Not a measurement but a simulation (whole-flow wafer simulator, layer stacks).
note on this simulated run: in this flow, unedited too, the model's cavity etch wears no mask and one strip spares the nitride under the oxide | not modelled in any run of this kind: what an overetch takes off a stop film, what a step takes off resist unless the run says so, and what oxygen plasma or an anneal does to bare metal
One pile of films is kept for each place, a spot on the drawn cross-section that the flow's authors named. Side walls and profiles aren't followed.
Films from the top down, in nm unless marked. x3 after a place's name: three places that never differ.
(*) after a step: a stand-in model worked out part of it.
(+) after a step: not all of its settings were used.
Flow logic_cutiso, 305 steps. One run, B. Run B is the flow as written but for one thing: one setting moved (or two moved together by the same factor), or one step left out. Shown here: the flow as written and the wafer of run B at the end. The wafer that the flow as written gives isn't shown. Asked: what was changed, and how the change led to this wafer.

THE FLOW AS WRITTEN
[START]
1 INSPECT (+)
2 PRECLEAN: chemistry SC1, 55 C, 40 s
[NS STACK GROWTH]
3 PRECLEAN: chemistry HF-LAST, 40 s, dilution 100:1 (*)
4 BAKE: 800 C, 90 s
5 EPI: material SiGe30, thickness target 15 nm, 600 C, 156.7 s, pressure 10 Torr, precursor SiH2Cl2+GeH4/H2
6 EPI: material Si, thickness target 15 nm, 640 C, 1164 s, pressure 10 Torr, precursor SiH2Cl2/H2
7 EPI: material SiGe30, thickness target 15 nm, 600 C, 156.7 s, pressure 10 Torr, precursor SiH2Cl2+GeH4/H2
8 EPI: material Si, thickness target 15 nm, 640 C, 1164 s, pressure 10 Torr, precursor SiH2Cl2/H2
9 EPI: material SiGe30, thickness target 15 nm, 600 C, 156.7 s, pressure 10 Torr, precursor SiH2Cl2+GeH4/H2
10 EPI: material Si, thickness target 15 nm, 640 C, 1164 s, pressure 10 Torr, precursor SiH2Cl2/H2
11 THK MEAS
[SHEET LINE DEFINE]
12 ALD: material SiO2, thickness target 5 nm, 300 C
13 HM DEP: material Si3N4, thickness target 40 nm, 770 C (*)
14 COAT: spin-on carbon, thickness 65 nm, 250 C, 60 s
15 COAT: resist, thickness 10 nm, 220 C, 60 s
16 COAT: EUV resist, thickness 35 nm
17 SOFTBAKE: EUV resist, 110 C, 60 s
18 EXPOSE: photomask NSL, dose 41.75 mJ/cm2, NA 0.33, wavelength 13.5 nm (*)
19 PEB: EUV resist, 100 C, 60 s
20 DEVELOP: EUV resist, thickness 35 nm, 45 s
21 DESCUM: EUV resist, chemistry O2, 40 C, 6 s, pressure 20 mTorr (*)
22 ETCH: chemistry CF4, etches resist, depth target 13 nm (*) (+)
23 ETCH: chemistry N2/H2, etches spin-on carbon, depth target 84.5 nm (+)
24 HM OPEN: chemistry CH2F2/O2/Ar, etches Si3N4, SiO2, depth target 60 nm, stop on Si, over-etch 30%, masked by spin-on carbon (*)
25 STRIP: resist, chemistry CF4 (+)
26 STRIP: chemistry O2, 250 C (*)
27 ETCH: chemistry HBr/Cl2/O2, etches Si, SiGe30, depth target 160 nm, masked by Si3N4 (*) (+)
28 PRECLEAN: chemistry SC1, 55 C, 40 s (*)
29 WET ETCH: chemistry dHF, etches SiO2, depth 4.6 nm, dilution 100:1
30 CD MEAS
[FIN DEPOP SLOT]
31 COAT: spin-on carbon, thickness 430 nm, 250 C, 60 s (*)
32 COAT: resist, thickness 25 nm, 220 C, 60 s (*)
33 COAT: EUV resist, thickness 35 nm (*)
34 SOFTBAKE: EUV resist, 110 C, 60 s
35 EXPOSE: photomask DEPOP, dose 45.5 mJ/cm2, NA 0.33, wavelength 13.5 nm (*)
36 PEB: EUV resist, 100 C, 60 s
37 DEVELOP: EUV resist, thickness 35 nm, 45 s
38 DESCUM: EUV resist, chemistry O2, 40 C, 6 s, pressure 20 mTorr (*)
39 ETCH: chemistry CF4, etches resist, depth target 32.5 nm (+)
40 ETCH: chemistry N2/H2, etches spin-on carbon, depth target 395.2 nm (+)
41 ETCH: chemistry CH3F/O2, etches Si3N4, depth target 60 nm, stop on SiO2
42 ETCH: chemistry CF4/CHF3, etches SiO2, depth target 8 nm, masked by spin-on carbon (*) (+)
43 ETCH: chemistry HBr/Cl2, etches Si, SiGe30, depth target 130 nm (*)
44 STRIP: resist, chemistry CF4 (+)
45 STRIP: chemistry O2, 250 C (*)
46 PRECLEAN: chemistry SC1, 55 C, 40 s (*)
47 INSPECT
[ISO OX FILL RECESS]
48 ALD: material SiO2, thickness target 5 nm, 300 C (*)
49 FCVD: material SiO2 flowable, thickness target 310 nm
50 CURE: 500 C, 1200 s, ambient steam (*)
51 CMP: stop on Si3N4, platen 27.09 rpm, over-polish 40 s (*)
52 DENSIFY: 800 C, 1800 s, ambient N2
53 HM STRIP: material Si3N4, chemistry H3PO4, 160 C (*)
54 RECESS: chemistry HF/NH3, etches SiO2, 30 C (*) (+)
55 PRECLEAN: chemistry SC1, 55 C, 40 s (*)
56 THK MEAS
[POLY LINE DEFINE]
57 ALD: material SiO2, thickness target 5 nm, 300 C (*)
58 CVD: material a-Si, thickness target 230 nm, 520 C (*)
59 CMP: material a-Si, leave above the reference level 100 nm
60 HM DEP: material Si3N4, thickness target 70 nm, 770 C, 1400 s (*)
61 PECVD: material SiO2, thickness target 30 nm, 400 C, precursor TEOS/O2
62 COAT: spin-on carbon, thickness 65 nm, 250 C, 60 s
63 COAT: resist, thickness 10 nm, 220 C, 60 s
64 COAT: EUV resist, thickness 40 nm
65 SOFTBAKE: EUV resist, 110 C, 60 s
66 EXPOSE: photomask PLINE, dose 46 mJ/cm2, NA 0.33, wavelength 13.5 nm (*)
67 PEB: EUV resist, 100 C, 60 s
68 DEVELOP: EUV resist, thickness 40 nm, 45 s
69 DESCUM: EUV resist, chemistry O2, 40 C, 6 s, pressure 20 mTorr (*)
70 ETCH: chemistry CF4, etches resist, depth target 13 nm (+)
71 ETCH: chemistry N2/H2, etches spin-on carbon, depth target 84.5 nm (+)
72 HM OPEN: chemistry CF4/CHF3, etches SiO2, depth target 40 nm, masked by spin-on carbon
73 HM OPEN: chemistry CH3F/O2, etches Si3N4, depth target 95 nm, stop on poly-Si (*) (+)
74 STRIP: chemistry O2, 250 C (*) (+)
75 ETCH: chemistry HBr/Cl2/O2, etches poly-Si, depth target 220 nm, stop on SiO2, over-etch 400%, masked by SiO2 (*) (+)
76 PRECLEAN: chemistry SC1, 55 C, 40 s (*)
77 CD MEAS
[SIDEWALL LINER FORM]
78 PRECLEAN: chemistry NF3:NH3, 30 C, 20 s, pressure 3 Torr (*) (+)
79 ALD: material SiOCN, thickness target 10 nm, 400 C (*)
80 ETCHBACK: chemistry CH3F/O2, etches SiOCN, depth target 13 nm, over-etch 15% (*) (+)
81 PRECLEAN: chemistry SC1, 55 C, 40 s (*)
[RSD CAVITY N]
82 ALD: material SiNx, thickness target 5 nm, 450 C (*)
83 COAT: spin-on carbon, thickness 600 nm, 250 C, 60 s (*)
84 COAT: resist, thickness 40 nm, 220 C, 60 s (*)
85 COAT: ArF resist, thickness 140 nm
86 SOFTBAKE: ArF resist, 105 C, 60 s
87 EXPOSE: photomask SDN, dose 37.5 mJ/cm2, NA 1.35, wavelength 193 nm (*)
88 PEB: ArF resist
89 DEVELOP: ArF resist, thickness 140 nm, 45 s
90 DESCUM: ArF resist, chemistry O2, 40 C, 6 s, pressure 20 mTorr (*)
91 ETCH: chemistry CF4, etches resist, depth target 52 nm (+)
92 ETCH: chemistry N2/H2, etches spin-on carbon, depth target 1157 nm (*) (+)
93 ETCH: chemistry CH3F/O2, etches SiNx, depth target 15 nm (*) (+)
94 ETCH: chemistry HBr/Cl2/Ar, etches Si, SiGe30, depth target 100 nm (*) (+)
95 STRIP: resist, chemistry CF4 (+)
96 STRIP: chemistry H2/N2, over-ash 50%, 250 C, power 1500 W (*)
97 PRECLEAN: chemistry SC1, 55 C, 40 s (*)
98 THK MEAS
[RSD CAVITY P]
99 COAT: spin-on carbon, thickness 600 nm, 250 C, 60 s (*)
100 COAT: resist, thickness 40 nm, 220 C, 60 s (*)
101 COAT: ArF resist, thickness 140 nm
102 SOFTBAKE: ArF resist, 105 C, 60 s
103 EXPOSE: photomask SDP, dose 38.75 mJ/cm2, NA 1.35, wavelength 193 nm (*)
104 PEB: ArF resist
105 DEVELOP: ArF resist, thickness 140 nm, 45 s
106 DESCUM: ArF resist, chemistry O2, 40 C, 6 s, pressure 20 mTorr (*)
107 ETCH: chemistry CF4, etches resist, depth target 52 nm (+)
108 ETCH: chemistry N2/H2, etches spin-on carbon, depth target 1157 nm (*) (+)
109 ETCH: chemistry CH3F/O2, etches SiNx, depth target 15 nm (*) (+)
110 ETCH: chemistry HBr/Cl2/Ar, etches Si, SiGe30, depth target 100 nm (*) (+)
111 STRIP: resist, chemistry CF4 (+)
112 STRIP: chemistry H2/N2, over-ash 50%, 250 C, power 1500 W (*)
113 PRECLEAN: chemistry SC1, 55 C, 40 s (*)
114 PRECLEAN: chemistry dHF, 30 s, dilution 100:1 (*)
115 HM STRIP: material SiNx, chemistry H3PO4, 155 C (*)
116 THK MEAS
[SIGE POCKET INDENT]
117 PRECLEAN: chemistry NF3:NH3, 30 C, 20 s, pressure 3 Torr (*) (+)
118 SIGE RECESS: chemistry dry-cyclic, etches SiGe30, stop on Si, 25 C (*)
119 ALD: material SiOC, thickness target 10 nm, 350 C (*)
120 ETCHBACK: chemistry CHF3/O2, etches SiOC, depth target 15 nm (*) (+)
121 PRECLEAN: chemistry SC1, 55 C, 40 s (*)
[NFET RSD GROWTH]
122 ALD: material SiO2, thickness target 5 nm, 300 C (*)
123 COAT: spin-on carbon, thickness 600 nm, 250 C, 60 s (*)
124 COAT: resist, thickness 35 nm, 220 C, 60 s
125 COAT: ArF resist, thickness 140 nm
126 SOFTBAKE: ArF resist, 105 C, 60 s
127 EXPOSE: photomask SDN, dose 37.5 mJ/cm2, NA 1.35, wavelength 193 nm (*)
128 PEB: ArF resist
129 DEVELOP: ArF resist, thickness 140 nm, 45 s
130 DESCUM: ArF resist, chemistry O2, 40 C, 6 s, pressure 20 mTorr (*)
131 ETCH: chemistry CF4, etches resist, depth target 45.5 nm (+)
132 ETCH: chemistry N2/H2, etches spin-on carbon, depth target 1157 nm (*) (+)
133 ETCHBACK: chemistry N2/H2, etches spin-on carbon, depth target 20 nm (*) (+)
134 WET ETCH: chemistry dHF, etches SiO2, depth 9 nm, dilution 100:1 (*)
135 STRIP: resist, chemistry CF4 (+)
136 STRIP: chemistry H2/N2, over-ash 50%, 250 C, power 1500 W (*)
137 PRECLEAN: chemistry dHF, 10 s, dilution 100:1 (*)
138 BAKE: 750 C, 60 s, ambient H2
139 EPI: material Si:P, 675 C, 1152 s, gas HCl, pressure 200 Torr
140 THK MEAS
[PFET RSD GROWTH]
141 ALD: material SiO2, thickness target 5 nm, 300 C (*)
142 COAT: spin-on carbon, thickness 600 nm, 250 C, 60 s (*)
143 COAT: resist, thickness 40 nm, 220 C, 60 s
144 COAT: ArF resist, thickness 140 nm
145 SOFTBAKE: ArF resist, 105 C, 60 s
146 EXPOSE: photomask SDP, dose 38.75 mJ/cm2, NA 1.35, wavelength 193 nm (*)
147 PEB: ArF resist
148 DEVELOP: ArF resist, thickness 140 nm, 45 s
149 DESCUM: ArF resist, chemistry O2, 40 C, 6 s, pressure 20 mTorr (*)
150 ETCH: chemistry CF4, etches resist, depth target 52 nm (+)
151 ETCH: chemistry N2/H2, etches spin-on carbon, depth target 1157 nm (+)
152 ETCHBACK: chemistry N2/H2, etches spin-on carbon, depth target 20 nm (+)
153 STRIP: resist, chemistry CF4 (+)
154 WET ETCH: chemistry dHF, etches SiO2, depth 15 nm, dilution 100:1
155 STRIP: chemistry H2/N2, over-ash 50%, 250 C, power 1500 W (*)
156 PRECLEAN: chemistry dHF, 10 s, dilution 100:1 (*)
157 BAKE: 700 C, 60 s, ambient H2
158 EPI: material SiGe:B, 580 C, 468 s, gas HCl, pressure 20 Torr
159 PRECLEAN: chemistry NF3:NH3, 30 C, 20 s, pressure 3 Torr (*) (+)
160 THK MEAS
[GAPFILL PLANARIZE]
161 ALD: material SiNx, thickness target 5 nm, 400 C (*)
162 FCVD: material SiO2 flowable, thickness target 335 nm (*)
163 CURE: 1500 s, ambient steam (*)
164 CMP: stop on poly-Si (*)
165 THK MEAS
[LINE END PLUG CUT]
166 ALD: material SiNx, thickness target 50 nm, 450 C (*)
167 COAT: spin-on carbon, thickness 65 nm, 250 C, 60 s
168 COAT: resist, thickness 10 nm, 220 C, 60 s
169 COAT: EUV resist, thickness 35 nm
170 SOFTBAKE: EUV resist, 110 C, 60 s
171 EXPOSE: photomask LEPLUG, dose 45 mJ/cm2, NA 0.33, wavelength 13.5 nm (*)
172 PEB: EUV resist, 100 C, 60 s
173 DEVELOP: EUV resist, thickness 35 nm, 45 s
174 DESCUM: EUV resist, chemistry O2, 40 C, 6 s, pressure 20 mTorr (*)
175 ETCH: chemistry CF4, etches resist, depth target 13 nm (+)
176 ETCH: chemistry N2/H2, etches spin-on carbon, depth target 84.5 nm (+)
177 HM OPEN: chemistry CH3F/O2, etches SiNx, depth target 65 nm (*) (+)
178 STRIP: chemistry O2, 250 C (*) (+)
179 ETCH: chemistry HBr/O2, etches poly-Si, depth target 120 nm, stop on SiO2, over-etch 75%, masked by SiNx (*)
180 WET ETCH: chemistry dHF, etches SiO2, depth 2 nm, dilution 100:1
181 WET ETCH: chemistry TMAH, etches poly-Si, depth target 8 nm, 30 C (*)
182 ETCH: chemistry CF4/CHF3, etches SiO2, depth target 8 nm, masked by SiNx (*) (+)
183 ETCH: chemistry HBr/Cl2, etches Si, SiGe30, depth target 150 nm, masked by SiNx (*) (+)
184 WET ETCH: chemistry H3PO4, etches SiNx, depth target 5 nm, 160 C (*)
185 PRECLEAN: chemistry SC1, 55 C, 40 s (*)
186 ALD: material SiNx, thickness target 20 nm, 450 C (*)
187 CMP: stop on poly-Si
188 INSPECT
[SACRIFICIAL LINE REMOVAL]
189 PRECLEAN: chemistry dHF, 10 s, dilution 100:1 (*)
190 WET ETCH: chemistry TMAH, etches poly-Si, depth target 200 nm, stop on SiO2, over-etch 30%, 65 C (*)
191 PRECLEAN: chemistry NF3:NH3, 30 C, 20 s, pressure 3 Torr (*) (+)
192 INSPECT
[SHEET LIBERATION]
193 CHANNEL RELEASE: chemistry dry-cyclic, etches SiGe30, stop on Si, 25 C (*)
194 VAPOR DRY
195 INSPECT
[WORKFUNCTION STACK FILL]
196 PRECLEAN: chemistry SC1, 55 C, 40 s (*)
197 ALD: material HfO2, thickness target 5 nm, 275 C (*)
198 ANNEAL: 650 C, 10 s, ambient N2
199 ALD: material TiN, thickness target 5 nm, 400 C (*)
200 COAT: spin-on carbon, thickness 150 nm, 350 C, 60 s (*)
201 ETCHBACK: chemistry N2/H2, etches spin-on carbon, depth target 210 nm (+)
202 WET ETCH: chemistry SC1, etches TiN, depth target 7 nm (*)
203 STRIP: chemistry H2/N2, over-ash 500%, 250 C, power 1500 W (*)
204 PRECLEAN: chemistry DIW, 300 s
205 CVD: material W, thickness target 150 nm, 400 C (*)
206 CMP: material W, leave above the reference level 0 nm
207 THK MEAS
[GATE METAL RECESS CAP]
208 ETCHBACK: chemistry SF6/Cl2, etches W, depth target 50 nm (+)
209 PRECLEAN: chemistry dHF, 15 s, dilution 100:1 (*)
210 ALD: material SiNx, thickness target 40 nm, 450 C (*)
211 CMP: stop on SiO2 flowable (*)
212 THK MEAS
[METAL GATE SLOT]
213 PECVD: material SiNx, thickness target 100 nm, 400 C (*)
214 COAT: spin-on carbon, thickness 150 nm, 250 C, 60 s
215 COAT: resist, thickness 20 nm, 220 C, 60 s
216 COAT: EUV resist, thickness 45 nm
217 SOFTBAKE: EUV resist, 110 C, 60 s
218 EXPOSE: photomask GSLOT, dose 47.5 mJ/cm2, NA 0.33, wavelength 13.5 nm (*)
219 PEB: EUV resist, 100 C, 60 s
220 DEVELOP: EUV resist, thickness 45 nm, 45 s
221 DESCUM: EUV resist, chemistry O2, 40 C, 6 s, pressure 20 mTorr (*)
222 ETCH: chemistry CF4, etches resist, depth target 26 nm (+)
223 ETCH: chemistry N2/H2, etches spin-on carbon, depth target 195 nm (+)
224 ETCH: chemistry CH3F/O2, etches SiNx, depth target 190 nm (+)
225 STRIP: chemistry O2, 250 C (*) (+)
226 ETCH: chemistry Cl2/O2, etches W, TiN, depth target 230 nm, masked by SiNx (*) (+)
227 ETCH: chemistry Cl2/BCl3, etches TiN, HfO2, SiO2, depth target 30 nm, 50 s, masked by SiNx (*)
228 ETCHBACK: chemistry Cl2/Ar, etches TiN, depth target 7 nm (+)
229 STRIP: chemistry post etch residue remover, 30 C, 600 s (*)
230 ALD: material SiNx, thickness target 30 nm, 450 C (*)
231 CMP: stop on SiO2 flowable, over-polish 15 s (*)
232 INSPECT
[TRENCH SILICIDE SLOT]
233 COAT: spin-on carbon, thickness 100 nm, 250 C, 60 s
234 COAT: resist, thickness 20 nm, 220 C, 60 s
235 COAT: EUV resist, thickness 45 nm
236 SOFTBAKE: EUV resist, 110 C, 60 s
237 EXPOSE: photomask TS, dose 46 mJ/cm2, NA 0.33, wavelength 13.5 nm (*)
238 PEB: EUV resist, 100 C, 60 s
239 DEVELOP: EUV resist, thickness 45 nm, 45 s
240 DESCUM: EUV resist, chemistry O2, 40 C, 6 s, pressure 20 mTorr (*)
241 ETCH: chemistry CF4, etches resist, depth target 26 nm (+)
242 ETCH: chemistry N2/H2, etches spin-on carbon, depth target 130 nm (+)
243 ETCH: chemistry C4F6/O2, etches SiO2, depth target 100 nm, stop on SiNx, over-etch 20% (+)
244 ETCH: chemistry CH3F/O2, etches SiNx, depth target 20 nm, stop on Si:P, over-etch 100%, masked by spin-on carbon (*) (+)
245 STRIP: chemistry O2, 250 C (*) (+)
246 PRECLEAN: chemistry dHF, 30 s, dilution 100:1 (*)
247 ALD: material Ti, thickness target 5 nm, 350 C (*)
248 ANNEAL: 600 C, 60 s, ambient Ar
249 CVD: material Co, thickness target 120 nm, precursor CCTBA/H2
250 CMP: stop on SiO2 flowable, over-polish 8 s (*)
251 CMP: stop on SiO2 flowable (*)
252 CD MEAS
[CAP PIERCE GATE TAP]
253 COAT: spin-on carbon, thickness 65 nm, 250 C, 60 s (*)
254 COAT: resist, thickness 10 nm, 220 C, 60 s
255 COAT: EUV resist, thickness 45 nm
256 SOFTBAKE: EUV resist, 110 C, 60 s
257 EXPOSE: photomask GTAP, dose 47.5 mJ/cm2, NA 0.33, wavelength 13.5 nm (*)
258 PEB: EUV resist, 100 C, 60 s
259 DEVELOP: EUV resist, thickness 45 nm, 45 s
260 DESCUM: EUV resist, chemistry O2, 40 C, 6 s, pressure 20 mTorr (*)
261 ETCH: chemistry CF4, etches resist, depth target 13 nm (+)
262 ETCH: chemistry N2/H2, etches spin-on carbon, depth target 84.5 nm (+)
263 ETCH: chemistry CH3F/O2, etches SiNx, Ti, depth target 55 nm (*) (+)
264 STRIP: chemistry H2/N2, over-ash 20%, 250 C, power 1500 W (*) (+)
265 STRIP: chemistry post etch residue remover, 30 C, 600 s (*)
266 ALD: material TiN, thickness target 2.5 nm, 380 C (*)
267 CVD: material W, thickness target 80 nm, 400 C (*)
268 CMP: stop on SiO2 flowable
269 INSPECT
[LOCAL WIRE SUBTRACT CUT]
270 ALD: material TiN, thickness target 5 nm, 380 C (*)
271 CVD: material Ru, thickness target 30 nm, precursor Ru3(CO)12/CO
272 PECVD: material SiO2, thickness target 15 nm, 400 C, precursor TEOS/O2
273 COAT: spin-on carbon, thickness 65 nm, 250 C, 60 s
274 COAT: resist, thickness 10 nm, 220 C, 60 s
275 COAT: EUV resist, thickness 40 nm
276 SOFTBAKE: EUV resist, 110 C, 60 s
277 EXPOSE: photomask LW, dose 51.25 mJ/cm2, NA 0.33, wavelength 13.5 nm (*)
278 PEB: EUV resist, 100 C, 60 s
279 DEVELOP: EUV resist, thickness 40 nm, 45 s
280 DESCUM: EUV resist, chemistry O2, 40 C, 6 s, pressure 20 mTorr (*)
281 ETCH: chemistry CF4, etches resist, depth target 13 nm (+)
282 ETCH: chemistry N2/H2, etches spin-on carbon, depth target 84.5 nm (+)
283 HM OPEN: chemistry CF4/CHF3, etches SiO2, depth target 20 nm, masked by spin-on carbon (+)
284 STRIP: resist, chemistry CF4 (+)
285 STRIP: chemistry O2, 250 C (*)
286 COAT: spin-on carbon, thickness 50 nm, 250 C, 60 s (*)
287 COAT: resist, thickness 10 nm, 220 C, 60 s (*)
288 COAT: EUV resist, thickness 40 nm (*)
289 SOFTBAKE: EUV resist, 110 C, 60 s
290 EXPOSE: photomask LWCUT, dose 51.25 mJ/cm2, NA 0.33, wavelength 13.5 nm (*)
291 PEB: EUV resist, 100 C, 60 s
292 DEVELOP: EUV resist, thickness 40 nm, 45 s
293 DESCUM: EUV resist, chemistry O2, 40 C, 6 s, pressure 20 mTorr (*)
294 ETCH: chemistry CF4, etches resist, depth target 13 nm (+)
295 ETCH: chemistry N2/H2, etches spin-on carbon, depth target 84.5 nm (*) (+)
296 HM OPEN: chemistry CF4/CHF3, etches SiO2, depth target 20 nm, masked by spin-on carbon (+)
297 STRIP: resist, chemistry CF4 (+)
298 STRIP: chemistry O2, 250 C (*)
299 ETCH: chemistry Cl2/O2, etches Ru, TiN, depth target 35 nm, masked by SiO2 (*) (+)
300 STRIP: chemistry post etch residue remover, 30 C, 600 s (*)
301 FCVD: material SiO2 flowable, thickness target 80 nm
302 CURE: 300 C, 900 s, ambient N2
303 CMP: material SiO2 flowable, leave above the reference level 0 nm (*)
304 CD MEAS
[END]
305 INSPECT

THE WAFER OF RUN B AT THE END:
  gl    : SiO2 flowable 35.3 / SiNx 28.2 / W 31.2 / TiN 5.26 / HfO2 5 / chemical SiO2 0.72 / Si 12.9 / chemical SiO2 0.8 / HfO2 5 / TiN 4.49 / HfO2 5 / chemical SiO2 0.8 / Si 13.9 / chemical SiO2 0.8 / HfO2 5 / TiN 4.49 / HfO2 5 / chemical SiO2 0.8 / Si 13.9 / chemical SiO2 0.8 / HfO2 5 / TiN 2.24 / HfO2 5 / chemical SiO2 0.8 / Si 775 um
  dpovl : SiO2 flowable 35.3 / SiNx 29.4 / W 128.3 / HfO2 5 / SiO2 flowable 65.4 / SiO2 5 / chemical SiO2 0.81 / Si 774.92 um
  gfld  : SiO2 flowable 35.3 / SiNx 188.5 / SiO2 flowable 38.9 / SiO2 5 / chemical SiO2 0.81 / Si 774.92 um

The cause: step 5, EPI: thickness target 12.8 nm was run, where the flow has thickness target 15 nm; step 5, EPI: 133.2 s was run, where the flow has 156.7 s.

How the change led to this, step by step:
  5 EPI: material SiGe30, thickness target 15 nm, 600 C, 156.7 s, pressure 10 Torr, precursor SiH2Cl2+GeH4/H2
      depop, dpovl, gfld and 19 more: SiGe30 +12.8 (new film) (as written it would be: SiGe30 +15 (new film))
  27 ETCH: chemistry HBr/Cl2/O2, etches Si, SiGe30, depth target 160 nm, masked by Si3N4 (*) (+)
      gfld, gxf, iso, lnri: chemical SiO2 -0.79 (all of it), Si -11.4 (all of it), SiGe30 -15 (all of it), Si -15 (all of it), SiGe30 -15 (all of it), Si -15 (all of it), SiGe30 -12.8 (all of it), Si -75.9 (as written it would be: chemical SiO2 -0.79 (all of it), Si -11.4 (all of it), SiGe30 -15 (all of it), Si -15 (all of it), SiGe30 -15 (all of it), Si -15 (all of it), SiGe30 -15 (all of it), Si -73.6)
      dpovl, nsgap: chemical SiO2 -0.79 (all of it), Si -11.8 (all of it), SiGe30 -15 (all of it), Si -15 (all of it), SiGe30 -15 (all of it), Si -15 (all of it), SiGe30 -12.8 (all of it), Si -75.5 (as written it would be: chemical SiO2 -0.79 (all of it), Si -11.8 (all of it), SiGe30 -15 (all of it), Si -15 (all of it), SiGe30 -15 (all of it), Si -15 (all of it), SiGe30 -15 (all of it), Si -73.2)
      (and at 1 more place)
  43 ETCH: chemistry HBr/Cl2, etches Si, SiGe30, depth target 130 nm (*)
      depop: Si -14 (all of it), SiGe30 -15 (all of it), Si -15 (all of it), SiGe30 -15 (all of it), Si -15 (all of it), SiGe30 -12.8 (all of it), Si -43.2 (as written it would be: Si -14 (all of it), SiGe30 -15 (all of it), Si -15 (all of it), SiGe30 -15 (all of it), Si -15 (all of it), SiGe30 -15 (all of it), Si -41)
  94 ETCH: chemistry HBr/Cl2/Ar, etches Si, SiGe30, depth target 100 nm (*) (+)
      rsdn, rsdx: chemical SiO2 -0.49 (all of it), Si -12.8 (all of it), SiGe30 -15 (all of it), Si -15 (all of it), SiGe30 -15 (all of it), Si -15 (all of it), SiGe30 -12.8 (all of it), Si -14.4 (as written it would be: chemical SiO2 -0.49 (all of it), Si -12.8 (all of it), SiGe30 -15 (all of it), Si -15 (all of it), SiGe30 -15 (all of it), Si -15 (all of it), SiGe30 -15 (all of it), Si -12.2)
  110 ETCH: chemistry HBr/Cl2/Ar, etches Si, SiGe30, depth target 100 nm (*) (+)
      rsdp, rsdw: chemical SiO2 -0.49 (all of it), Si -12.8 (all of it), SiGe30 -15 (all of it), Si -15 (all of it), SiGe30 -15 (all of it), Si -15 (all of it), SiGe30 -12.8 (all of it), Si -14.4 (as written it would be: chemical SiO2 -0.49 (all of it), Si -12.8 (all of it), SiGe30 -15 (all of it), Si -15 (all of it), SiGe30 -15 (all of it), Si -15 (all of it), SiGe30 -15 (all of it), Si -12.2)
  118 SIGE RECESS: chemistry dry-cyclic, etches SiGe30, stop on Si, 25 C (*)
      lnr, lnrp, lnrt: SiOCN -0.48, Si -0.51, cavity +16 (new film), SiGe30 -15 (all of it), Si -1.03, cavity +16 (new film), SiGe30 -15 (all of it), Si -1.03, cavity +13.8 (new film), SiGe30 -12.8 (all of it), Si -0.51 (as written it would be: SiOCN -0.48, Si -0.51, cavity +16 (new film), SiGe30 -15 (all of it), Si -1.03, cavity +16 (new film), SiGe30 -15 (all of it), Si -1.03, cavity +16 (new film), SiGe30 -15 (all of it), Si -0.51)
  119 ALD: material SiOC, thickness target 10 nm, 350 C (*)
      lnr, lnrp, lnrt: SiOC +10 (new film), SiOC +16 (new film), cavity -16 (all of it), SiOC +16 (new film), cavity -16 (all of it), SiOC +13.8 (new film), cavity -13.8 (all of it) (as written it would be: SiOC +10 (new film), SiOC +16 (new film), cavity -16 (all of it), SiOC +16 (new film), cavity -16 (all of it), SiOC +16 (new film), cavity -16 (all of it))
  183 ETCH: chemistry HBr/Cl2, etches Si, SiGe30, depth target 150 nm, masked by SiNx (*) (+)
      plug: Si -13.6 (all of it), SiGe30 -15 (all of it), Si -15 (all of it), SiGe30 -15 (all of it), Si -15 (all of it), SiGe30 -12.8 (all of it), Si -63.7 (as written it would be: Si -13.6 (all of it), SiGe30 -15 (all of it), Si -15 (all of it), SiGe30 -15 (all of it), Si -15 (all of it), SiGe30 -15 (all of it), Si -61.4)
  193 CHANNEL RELEASE: chemistry dry-cyclic, etches SiGe30, stop on Si, 25 C (*)
      gl, glp, gxn, gxp, ns, tap: chemical SiO2 +0.8 (new film), Si -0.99, chemical SiO2 +0.8 (new film), cavity +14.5 (new film), chemical SiO2 +0.8 (new film), SiGe30 -15 (all of it), Si -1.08, chemical SiO2 +0.8 (new film), cavity +14.5 (new film), chemical SiO2 +0.8 (new film), SiGe30 -15 (all of it), Si -1.08, chemical SiO2 +0.8 (new film), cavity +12.2 (new film), chemical SiO2 +0.8 (new film), SiGe30 -12.8 (all of it), Si -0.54 (as written it would be: chemical SiO2 +0.8 (new film), Si -0.99, chemical SiO2 +0.8 (new film), cavity +14.5 (new film), chemical SiO2 +0.8 (new film), SiGe30 -15 (all of it), Si -1.08, chemical SiO2 +0.8 (new film), cavity +14.5 (new film), chemical SiO2 +0.8 (new film), SiGe30 -15 (all of it), Si -1.08, chemical SiO2 +0.8 (new film), cavity +14.5 (new film), chemical SiO2 +0.8 (new film), SiGe30 -15 (all of it), Si -0.54)
  199 ALD: material TiN, thickness target 5 nm, 400 C (*)
      gl, glp, tap: TiN +5.26 (new film), TiN +4.49 (new film), cavity -4.49 (all of it), TiN +4.49 (new film), cavity -4.49 (all of it), TiN +2.24 (new film), cavity -2.24 (all of it) (as written it would be: TiN +5.26 (new film), TiN +4.49 (new film), cavity -4.49 (all of it), TiN +4.49 (new film), cavity -4.49 (all of it), TiN +4.49 (new film), cavity -4.49 (all of it))
      gxn, gxp, ns: TiN +5 (new film), TiN +4.49 (new film), cavity -4.49 (all of it), TiN +4.49 (new film), cavity -4.49 (all of it), TiN +2.24 (new film), cavity -2.24 (all of it) (as written it would be: TiN +5 (new film), TiN +4.49 (new film), cavity -4.49 (all of it), TiN +4.49 (new film), cavity -4.49 (all of it), TiN +4.49 (new film), cavity -4.49 (all of it))
